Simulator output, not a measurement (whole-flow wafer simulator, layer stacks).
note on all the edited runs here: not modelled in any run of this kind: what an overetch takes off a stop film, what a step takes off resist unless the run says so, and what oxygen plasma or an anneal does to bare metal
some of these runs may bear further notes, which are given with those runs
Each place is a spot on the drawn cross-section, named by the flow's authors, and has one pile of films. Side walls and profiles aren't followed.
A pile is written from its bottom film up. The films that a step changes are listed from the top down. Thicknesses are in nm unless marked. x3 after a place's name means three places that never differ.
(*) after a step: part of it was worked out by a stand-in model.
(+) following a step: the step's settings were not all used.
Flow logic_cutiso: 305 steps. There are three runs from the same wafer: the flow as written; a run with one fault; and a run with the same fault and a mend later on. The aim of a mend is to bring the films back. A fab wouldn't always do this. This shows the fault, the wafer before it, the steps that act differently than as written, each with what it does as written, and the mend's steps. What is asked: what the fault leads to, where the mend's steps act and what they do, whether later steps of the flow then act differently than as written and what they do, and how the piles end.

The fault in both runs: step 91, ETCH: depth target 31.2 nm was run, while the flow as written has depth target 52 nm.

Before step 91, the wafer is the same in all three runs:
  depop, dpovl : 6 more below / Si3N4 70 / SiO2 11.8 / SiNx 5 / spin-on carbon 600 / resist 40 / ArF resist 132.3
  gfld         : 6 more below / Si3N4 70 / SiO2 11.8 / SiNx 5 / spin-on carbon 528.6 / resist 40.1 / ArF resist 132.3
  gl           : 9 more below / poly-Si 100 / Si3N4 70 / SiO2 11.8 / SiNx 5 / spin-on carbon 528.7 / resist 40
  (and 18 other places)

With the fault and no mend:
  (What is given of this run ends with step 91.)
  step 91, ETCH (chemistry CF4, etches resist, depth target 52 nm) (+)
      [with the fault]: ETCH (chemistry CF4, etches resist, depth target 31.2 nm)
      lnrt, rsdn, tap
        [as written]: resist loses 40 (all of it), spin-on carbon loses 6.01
        [with the fault]: resist loses 31.2
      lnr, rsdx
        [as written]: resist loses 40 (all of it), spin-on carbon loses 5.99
        [with the fault]: resist loses 31.2
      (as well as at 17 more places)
  The piles after step 91 differ from the flow's at depop, dpovl, gfld and 19 more by more than 2% or 0.5 nm, whichever is larger.
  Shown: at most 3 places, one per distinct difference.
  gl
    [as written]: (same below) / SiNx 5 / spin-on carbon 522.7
    [with the fault]: (same below) / SiNx 5 / spin-on carbon 528.7 / resist 8.8
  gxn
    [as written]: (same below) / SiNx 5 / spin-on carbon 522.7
    [with the fault]: (same below) / SiNx 5 / spin-on carbon 528.7 / resist 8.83
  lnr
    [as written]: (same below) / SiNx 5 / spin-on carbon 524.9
    [with the fault]: (same below) / SiNx 5 / spin-on carbon 530.9 / resist 8.83

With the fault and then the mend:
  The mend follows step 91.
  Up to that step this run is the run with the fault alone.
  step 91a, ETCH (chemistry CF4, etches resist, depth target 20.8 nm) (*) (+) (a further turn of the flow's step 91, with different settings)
      depop, dpovl, gfld and 12 more
        ArF resist loses 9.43
      gxn, lnr
        resist loses 8.83 (all of it), spin-on carbon loses 2.19
      gl
        resist loses 8.8 (all of it), spin-on carbon loses 2.2
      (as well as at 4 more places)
  Steps later in the flow that act otherwise than as written (not shown: 2 more steps that differ only slightly, by at most 2% or 0.5 nm, whichever is larger):
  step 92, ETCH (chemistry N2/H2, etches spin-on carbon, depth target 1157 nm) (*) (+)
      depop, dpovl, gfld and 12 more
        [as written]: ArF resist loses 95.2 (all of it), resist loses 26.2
        [with the mend]: ArF resist loses 100.6 (all of it), resist loses 26.3
  By the end, the piles equal the flow's at every place that both follow.
